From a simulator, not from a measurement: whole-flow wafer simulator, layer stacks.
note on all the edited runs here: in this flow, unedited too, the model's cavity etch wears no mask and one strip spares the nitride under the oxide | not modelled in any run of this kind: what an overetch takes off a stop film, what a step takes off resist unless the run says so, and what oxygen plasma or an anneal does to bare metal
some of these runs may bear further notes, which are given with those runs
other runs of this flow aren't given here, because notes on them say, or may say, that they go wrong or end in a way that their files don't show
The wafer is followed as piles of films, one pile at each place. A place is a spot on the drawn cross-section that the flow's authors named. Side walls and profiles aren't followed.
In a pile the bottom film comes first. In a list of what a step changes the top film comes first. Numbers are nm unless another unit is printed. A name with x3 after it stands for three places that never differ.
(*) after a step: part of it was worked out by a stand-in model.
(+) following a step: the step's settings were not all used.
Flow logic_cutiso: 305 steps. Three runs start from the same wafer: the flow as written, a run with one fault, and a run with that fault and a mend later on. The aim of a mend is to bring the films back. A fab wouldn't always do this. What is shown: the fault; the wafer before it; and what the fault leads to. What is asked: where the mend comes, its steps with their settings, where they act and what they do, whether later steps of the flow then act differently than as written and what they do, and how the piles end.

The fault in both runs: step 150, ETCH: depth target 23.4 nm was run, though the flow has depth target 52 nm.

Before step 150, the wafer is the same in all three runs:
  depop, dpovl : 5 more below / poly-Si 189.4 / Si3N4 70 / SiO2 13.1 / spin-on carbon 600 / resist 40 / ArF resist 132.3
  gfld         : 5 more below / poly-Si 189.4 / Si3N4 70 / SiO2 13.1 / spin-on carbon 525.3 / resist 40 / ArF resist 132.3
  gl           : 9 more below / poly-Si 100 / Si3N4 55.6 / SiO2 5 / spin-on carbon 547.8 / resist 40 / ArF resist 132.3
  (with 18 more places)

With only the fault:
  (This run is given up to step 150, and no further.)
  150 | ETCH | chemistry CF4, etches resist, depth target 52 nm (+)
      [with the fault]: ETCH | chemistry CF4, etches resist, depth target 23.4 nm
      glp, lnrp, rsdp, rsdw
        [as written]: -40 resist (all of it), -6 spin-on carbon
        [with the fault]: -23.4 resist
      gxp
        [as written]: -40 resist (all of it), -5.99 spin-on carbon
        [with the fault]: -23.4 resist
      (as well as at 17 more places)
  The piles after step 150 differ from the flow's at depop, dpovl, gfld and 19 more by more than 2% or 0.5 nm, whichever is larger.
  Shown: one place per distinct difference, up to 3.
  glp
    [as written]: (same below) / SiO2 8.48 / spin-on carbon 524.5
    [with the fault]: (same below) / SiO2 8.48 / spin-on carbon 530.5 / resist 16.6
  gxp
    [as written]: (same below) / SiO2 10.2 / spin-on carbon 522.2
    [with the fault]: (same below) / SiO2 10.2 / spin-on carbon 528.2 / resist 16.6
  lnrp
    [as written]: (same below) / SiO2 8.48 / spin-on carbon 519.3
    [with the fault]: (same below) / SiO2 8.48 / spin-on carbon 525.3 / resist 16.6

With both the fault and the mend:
  The mend stands after step 150.
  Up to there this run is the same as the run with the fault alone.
  150a | ETCH | chemistry CF4, etches resist, depth target 28.6 nm (*) (+) (the flow's step 150, run once more with other settings)
      depop, dpovl, gfld and 14 more
        -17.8 ArF resist
      glp, gxp, lnrp, rsdp, rsdw
        -16.6 resist (all of it), -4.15 spin-on carbon
  Steps further on in the flow that do not act as written (1 other step is not shown; it differs only slightly, by no more than 2% or 0.5 nm, whichever is larger):
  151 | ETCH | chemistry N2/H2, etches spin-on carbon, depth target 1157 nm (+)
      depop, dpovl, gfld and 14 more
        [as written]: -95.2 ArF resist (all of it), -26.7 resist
        [with the mend]: -97.8 ArF resist (all of it), -26.7 resist
  By the end, the piles equal the flow's at every place that both follow.
